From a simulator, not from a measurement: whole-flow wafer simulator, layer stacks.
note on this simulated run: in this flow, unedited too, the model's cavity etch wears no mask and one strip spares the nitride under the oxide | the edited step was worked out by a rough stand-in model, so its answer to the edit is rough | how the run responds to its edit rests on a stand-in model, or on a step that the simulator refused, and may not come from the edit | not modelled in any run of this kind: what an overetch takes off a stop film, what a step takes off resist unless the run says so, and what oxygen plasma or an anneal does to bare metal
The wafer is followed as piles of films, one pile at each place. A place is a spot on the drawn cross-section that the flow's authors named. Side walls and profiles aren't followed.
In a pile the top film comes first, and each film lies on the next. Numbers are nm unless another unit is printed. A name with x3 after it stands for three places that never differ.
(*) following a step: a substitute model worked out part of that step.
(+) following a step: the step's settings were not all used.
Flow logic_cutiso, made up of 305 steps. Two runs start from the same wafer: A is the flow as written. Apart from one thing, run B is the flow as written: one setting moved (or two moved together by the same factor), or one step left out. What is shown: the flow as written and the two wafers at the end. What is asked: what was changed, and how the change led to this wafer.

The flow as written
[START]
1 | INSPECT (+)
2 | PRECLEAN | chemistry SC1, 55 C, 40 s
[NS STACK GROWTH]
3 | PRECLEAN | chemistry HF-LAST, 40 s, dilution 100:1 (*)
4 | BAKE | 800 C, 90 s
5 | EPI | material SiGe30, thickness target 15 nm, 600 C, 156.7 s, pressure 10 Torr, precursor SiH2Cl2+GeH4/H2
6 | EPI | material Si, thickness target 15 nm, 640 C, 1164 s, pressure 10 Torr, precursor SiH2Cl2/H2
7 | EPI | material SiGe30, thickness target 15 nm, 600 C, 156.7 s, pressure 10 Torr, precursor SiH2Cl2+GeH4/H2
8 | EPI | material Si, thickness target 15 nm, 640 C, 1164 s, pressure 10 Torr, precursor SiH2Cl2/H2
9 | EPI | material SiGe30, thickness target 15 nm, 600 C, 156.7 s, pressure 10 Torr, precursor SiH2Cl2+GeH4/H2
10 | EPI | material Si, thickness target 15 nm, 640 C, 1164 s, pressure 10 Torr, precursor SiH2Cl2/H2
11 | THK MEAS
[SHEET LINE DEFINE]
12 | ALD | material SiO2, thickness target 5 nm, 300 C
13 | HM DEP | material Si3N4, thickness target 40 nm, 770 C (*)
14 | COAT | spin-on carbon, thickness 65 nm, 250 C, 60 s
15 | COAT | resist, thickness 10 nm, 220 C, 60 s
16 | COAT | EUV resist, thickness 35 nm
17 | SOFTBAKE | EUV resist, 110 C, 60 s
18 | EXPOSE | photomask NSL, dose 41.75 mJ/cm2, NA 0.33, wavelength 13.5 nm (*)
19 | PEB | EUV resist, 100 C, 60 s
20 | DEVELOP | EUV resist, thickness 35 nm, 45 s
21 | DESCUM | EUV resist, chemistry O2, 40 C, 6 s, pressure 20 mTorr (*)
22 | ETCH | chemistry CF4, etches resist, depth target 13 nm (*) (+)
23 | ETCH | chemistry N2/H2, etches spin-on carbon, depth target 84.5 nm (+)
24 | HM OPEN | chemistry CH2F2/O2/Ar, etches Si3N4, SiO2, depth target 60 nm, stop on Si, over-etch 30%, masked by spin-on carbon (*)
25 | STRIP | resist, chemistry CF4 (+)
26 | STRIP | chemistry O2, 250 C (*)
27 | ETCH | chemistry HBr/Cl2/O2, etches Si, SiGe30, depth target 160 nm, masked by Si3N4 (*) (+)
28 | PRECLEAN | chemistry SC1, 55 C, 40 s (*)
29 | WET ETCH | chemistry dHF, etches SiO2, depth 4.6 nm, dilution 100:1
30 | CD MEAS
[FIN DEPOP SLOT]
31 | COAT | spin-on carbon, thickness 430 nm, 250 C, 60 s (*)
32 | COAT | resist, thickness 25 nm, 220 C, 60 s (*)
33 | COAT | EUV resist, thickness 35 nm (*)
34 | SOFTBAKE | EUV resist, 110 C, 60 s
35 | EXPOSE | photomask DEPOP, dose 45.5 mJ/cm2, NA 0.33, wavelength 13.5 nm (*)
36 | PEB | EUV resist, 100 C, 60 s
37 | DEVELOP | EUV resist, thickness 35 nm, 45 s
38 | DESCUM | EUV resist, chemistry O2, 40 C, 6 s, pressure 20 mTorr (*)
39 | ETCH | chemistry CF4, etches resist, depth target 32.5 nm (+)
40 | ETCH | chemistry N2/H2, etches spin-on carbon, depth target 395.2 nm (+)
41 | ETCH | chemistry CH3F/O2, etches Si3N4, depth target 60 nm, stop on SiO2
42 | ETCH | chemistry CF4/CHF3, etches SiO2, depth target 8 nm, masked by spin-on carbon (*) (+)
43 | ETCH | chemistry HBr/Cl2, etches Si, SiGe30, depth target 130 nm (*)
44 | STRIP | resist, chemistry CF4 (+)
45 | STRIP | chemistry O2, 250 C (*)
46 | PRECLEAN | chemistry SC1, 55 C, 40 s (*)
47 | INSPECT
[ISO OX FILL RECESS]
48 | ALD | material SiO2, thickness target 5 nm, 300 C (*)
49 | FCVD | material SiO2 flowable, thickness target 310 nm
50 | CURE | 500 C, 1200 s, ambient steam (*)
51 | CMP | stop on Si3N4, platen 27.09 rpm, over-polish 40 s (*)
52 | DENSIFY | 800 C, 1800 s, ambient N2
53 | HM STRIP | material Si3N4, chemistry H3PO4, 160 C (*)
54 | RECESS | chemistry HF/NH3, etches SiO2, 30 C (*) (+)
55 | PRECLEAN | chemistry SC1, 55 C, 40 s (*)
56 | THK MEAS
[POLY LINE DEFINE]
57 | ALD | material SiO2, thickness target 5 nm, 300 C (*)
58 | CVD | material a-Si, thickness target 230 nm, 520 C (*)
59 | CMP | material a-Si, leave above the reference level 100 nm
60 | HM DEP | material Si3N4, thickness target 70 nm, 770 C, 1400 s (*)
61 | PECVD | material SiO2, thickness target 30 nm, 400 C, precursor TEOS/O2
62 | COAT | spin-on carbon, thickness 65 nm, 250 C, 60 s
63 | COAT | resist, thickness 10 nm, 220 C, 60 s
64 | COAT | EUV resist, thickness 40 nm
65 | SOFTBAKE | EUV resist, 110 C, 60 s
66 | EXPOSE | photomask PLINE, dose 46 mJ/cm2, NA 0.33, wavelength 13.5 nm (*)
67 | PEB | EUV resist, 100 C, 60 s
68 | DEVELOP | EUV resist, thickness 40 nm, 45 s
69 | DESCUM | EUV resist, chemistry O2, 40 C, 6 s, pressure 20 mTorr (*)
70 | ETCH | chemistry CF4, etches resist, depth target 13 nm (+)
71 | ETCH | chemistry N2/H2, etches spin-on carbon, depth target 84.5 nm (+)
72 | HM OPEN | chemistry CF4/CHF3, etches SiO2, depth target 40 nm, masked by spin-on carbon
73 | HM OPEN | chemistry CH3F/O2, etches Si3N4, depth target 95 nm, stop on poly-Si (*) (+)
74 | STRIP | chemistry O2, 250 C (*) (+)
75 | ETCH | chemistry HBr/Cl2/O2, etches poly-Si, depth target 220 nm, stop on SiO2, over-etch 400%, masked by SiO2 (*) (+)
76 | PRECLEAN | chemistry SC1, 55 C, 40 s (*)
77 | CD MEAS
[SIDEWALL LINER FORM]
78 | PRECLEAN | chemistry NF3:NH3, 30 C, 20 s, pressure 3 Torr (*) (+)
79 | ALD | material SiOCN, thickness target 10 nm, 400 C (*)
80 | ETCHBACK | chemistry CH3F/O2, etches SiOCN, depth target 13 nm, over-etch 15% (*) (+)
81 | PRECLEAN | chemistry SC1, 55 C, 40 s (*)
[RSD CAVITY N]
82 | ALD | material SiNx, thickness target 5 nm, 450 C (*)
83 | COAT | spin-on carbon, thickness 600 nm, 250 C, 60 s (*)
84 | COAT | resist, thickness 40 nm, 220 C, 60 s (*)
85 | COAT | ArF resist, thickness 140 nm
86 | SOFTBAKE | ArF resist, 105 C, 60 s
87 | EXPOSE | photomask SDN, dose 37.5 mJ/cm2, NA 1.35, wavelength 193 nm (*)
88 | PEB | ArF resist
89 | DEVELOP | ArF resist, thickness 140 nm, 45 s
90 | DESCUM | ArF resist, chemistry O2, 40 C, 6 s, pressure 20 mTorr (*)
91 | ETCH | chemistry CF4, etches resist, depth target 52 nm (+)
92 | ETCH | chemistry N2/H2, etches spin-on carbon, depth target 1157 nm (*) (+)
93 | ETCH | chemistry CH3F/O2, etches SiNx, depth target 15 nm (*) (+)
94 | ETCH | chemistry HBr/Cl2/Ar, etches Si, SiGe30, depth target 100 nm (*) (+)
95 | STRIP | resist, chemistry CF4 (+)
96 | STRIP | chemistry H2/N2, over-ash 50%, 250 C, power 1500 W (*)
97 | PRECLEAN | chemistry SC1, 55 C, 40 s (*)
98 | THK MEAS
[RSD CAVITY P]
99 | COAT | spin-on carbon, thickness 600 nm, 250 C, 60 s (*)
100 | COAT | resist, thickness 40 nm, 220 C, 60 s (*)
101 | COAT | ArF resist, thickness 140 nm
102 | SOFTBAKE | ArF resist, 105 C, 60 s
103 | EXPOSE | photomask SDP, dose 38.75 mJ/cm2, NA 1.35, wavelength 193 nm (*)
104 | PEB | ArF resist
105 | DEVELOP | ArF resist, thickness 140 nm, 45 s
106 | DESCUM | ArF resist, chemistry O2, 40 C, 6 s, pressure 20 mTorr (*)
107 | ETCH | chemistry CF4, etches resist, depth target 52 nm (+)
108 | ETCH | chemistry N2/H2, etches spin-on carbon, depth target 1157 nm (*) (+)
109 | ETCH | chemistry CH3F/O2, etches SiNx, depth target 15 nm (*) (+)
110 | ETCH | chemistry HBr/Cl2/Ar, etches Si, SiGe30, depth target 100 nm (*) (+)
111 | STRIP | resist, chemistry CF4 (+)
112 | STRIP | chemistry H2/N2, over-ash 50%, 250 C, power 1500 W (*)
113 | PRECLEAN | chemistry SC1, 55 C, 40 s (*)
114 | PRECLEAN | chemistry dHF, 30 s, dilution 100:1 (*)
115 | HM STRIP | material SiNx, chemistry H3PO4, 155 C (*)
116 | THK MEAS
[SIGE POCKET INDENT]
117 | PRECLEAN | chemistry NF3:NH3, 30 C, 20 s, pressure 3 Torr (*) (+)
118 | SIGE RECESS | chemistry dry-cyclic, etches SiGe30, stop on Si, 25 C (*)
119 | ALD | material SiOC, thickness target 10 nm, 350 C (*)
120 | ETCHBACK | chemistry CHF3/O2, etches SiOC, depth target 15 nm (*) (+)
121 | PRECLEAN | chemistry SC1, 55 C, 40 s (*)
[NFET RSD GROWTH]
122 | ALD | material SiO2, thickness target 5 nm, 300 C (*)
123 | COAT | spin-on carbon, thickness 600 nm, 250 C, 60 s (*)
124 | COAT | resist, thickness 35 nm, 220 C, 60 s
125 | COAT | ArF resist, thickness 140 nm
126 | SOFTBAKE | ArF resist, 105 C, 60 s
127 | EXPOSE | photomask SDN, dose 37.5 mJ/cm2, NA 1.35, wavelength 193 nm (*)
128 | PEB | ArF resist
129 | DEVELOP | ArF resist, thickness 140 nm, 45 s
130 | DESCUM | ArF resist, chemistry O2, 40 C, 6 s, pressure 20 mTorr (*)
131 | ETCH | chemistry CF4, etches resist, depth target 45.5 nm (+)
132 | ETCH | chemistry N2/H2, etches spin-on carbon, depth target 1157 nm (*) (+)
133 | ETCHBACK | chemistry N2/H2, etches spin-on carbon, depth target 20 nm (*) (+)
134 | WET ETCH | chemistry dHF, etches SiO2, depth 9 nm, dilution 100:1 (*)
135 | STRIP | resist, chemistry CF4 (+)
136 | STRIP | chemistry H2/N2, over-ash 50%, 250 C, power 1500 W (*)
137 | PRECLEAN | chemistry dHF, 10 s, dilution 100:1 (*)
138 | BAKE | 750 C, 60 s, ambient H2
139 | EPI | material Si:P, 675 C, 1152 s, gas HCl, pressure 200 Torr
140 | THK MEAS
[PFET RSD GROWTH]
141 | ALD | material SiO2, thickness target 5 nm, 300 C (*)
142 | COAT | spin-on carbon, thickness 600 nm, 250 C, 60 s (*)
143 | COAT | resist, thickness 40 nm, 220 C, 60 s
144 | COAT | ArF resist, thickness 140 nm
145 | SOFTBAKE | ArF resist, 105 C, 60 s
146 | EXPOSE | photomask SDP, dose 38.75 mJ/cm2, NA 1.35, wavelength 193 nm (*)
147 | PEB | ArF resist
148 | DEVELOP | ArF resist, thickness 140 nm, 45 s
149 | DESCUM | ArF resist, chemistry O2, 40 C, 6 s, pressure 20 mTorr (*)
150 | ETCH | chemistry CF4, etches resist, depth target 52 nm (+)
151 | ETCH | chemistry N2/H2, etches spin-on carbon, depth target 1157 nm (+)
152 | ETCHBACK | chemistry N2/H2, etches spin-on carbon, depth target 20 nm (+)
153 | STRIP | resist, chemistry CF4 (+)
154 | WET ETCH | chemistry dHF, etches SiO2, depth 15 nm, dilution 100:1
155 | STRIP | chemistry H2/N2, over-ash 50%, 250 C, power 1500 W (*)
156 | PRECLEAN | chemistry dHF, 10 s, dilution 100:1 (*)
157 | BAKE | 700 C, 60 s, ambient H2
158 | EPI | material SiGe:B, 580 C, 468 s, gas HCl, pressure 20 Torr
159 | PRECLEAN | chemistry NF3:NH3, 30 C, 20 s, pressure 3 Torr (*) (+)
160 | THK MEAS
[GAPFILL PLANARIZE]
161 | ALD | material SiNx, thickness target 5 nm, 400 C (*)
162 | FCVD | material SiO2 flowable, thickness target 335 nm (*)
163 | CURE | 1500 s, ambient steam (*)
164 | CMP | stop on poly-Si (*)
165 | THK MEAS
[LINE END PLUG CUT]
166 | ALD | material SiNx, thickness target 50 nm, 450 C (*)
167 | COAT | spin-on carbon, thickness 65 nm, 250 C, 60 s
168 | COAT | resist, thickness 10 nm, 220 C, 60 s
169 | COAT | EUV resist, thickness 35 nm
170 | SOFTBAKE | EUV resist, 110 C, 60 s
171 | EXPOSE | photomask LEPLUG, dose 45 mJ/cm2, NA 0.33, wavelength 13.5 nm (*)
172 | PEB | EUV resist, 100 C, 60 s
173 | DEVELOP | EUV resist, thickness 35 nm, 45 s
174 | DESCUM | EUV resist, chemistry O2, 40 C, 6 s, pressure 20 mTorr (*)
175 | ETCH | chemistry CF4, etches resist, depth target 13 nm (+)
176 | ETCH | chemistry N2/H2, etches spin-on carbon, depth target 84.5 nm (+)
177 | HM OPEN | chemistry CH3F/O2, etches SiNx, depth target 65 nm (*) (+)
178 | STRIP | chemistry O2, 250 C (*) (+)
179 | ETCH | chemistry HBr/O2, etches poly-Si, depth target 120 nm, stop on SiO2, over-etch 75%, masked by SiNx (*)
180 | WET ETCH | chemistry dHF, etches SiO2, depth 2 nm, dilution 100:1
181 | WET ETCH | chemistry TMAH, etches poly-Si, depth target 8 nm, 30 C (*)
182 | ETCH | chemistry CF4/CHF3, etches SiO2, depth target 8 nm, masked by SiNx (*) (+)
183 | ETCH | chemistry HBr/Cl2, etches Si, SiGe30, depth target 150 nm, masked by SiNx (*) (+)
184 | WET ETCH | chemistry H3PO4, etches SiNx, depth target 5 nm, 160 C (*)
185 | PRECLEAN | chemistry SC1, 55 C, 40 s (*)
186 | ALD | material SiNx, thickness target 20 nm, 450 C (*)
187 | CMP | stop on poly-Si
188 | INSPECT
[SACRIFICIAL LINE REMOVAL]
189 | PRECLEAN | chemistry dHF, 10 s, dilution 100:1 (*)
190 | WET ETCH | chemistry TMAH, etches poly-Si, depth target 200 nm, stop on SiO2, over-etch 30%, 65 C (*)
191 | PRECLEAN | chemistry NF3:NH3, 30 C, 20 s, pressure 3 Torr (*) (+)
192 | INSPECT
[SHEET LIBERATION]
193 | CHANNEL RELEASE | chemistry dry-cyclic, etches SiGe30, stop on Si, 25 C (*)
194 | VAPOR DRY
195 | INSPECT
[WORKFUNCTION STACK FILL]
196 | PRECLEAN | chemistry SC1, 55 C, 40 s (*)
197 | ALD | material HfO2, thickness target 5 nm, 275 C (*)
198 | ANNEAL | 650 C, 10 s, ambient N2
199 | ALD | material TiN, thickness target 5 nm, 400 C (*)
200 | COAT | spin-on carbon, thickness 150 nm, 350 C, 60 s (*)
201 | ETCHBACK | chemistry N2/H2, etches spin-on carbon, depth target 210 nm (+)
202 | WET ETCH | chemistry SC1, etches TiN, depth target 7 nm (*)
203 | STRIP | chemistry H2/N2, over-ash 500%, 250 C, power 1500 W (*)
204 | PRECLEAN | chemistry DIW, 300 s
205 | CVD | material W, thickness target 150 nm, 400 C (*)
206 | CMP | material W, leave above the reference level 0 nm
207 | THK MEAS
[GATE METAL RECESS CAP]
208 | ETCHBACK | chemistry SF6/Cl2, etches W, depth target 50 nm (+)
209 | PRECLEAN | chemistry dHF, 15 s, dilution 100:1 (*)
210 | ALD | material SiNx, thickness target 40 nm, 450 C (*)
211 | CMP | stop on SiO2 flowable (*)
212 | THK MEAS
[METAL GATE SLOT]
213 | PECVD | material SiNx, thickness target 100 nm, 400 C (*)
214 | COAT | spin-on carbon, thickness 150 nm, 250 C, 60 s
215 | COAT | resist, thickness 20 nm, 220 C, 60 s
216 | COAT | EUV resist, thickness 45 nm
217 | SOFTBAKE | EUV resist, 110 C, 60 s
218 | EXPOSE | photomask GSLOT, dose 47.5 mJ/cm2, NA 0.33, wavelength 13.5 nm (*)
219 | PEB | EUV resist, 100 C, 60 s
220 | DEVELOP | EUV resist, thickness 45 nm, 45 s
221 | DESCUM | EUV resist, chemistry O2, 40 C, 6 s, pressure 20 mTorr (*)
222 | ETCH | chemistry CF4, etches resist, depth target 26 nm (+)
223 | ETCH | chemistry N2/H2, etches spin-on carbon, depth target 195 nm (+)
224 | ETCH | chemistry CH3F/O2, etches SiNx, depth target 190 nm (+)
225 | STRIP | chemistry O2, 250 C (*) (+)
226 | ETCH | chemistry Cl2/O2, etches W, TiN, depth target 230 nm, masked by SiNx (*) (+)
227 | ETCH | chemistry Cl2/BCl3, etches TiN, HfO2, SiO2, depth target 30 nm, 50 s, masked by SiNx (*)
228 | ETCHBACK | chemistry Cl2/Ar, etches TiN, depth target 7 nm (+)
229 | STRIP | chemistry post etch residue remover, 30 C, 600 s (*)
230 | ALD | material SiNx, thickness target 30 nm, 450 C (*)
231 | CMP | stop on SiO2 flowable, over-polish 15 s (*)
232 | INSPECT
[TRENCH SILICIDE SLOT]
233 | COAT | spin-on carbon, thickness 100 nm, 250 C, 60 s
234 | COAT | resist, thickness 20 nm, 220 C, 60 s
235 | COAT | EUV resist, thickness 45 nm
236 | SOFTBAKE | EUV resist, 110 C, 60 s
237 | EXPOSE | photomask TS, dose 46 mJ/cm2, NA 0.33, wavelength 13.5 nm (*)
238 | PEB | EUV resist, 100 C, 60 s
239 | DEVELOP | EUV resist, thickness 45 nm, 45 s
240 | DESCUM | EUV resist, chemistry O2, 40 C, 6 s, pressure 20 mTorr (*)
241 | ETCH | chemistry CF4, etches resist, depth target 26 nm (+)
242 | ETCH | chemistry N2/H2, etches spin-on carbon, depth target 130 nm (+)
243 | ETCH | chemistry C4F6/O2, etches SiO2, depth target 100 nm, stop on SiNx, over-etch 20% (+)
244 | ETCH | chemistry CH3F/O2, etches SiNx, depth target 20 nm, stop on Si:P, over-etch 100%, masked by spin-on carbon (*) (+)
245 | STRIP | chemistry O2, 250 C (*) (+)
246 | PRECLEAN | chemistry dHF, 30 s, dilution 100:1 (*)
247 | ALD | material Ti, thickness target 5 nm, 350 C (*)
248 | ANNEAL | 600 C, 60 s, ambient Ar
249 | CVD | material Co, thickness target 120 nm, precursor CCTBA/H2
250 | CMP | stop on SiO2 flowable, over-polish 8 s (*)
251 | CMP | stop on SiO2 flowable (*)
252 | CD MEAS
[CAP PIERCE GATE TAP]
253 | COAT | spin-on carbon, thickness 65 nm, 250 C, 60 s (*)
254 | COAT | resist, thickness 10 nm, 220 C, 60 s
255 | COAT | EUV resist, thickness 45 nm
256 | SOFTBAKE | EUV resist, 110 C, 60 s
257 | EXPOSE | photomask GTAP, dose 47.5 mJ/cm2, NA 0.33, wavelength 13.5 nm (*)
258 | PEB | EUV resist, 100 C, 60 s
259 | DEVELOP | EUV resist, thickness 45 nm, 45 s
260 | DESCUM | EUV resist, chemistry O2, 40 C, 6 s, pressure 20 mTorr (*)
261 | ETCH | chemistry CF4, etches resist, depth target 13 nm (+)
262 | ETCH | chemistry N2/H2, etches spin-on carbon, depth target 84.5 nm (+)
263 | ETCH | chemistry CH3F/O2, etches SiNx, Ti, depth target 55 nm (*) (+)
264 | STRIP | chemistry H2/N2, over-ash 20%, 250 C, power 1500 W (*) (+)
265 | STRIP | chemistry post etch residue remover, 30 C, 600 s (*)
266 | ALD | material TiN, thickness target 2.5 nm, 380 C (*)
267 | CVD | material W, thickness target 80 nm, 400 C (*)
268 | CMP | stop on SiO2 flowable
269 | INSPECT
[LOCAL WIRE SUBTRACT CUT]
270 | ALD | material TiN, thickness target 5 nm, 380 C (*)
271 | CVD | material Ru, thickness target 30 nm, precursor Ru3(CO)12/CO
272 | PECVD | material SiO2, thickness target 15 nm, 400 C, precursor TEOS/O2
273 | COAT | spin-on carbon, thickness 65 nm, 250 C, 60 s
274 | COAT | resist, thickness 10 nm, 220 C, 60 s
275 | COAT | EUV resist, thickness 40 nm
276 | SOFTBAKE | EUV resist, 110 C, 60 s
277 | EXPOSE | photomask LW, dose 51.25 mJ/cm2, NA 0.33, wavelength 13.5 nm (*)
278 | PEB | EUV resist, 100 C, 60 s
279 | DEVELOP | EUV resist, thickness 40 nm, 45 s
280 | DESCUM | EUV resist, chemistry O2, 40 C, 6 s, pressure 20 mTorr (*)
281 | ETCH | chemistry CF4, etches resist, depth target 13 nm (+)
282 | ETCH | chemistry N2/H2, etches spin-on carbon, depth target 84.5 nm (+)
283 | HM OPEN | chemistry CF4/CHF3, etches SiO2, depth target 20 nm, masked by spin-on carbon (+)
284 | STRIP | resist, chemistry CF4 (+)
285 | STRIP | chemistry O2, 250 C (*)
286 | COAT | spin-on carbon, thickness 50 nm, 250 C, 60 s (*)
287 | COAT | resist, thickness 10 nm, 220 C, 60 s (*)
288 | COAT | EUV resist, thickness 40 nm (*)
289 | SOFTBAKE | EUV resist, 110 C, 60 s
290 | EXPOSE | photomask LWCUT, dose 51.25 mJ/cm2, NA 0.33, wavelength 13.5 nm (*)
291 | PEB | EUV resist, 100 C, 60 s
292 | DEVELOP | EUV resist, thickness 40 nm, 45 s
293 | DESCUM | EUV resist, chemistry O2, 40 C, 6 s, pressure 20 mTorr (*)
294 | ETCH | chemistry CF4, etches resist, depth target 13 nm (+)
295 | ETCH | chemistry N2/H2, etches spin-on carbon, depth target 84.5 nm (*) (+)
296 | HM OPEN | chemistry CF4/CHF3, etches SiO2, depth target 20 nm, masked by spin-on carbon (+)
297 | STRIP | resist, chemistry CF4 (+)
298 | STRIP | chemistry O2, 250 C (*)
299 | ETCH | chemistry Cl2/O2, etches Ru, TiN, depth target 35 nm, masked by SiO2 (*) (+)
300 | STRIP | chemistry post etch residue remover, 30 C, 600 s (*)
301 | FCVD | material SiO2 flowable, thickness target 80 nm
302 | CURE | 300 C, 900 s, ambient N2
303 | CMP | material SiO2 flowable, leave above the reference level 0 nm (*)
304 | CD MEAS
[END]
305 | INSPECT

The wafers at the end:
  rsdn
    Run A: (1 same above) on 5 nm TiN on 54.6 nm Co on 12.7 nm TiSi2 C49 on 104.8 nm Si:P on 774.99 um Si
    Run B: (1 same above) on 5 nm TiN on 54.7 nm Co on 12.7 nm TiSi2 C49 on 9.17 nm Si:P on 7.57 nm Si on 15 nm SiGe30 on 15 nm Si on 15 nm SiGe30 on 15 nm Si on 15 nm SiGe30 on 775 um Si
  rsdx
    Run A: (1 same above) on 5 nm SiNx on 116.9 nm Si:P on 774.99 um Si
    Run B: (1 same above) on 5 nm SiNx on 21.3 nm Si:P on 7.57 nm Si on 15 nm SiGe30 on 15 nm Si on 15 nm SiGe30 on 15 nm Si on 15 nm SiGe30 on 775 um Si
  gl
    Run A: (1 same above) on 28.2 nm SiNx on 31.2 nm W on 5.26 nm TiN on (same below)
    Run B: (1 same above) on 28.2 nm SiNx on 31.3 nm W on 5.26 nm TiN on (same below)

The reason: step 92, ETCH: depth target 520.6 nm was run, while the flow as written has depth target 1157 nm.

How this came from the change, step by step:
  92 | ETCH | chemistry N2/H2, etches spin-on carbon, depth target 1157 nm (*) (+)
      gl, gxn, tap: A -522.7 spin-on carbon (all of it), -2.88 SiNx | B -520.6 spin-on carbon
      lnr, lnrt: A -524.9 spin-on carbon (all of it), -2.85 SiNx | B -520.6 spin-on carbon
      (also at 17 further places)
  93 | ETCH | chemistry CH3F/O2, etches SiNx, depth target 15 nm (*) (+)
      rsdn, rsdx: A -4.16 SiNx (all of it) | B -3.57 spin-on carbon
      gl: A -2.12 SiNx (all of it), -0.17 SiO2 | B -2.08 spin-on carbon (all of it), -5 SiNx (all of it), -0.21 SiO2
      (also at 19 further places)
  94 | ETCH | chemistry HBr/Cl2/Ar, etches Si, SiGe30, depth target 100 nm (*) (+)
      rsdn, rsdx: A -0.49 chemical SiO2 (all of it), -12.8 Si (all of it), -15 SiGe30 (all of it), -15 Si (all of it), -15 SiGe30 (all of it), -15 Si (all of it), -15 SiGe30 (all of it), -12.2 Si | B nothing
  95 | STRIP | resist, chemistry CF4 (+)
      gl, tap: A nothing | B -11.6 SiO2 (all of it)
      gxn: A nothing | B -10.1 SiO2
      (also at 17 further places)
  96 | STRIP | chemistry H2/N2, over-ash 50%, 250 C, power 1500 W (*)
      rsdn, rsdx: A nothing | B -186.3 spin-on carbon (all of it)
  99 | COAT | spin-on carbon, thickness 600 nm, 250 C, 60 s (*)
      gfld, plug: A +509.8 spin-on carbon (new film) | B +523.9 spin-on carbon (new film)
      rsdn, rsdx: A +802.8 spin-on carbon (new film) | B +711.7 spin-on carbon (new film)
      (also at 10 further places)
  108 | ETCH | chemistry N2/H2, etches spin-on carbon, depth target 1157 nm (*) (+)
      depop, dpovl, gfld and 14 more: A -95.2 ArF resist (all of it), -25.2 resist | B -95.2 ArF resist (all of it), -25.9 resist
      glp, gxp: A -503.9 spin-on carbon (all of it), -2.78 SiNx | B -517.9 spin-on carbon (all of it), -2.85 SiNx
      (also at 1 further place)
  111 | STRIP | resist, chemistry CF4 (+)
      depop, dpovl, isow, ns, nsgap, plug, tap: A -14 resist (all of it) | B -13.2 resist (all of it)
      gl, gxf, gxn, lnr, rsdn, rsdx: A -14.1 resist (all of it) | B -13.3 resist (all of it)
      (also at 4 further places)
  112 | STRIP | chemistry H2/N2, over-ash 50%, 250 C, power 1500 W (*)
      gfld, plug: A -509.8 spin-on carbon (all of it) | B -523.9 spin-on carbon (all of it)
      rsdn, rsdx: A -802.8 spin-on carbon (all of it) | B -711.7 spin-on carbon (all of it)
      (also at 7 further places)
  114 | PRECLEAN | chemistry dHF, 30 s, dilution 100:1 (*)
      gl, tap: A -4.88 SiO2 | B -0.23 Si3N4
      rsdn, rsdx: A -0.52 chemical SiO2 (all of it) | B -1 SiNx
      (also at 1 further place)
  115 | HM STRIP | material SiNx, chemistry H3PO4, 155 C (*)
      gl, gxn, tap: A -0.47 SiO2 | B -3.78 Si3N4
      rsdn, rsdx: A +0.5 chemical SiO2 (new film), -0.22 Si | B -3.99 SiNx (all of it), +0.01 chemical SiO2
  117 | PRECLEAN | chemistry NF3:NH3, 30 C, 20 s, pressure 3 Torr (*) (+)
      gl, gxn, tap: A -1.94 SiO2 | B -0.2 Si3N4
  119 | ALD | material SiOC, thickness target 10 nm, 350 C (*)
      gxn: A +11 SiOC (new film) | B +10 SiOC (new film)
  120 | ETCHBACK | chemistry CHF3/O2, etches SiOC, depth target 15 nm (*) (+)
      gl, tap: A -10 SiOC (all of it), -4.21 SiO2 (all of it), -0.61 Si3N4 | B -10 SiOC (all of it), -3.85 Si3N4
      rsdn, rsdx: A -10 SiOC (all of it) | B -10 SiOC (all of it), -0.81 Si
      (also at 1 further place)
  122 | ALD | material SiO2, thickness target 5 nm, 300 C (*)
      gxn: A +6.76 SiO2 (new film) | B +5 SiO2 (new film)
  123 | COAT | spin-on carbon, thickness 600 nm, 250 C, 60 s (*)
      gl, tap: A +507 spin-on carbon (new film) | B +524.7 spin-on carbon (new film)
      rsdn, rsdx: A +783.3 spin-on carbon (new film) | B +693.5 spin-on carbon (new film)
      (also at 3 further places)
  ... 10 other steps ...
  164 | CMP | stop on poly-Si (*)
      gxn: A -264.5 SiO2 flowable (all of it), -5 SiNx (all of it), -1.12 SiO2 (all of it), -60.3 Si3N4 (all of it) | B -273.8 SiO2 flowable (all of it), -5 SiNx (all of it), -49.4 Si3N4 (all of it)
      gl: A -270.7 SiO2 flowable (all of it), -5 SiNx (all of it), -55.3 Si3N4 (all of it) | B -273.9 SiO2 flowable (all of it), -5 SiNx (all of it), -49.2 Si3N4 (all of it)
      (also at 3 further places)
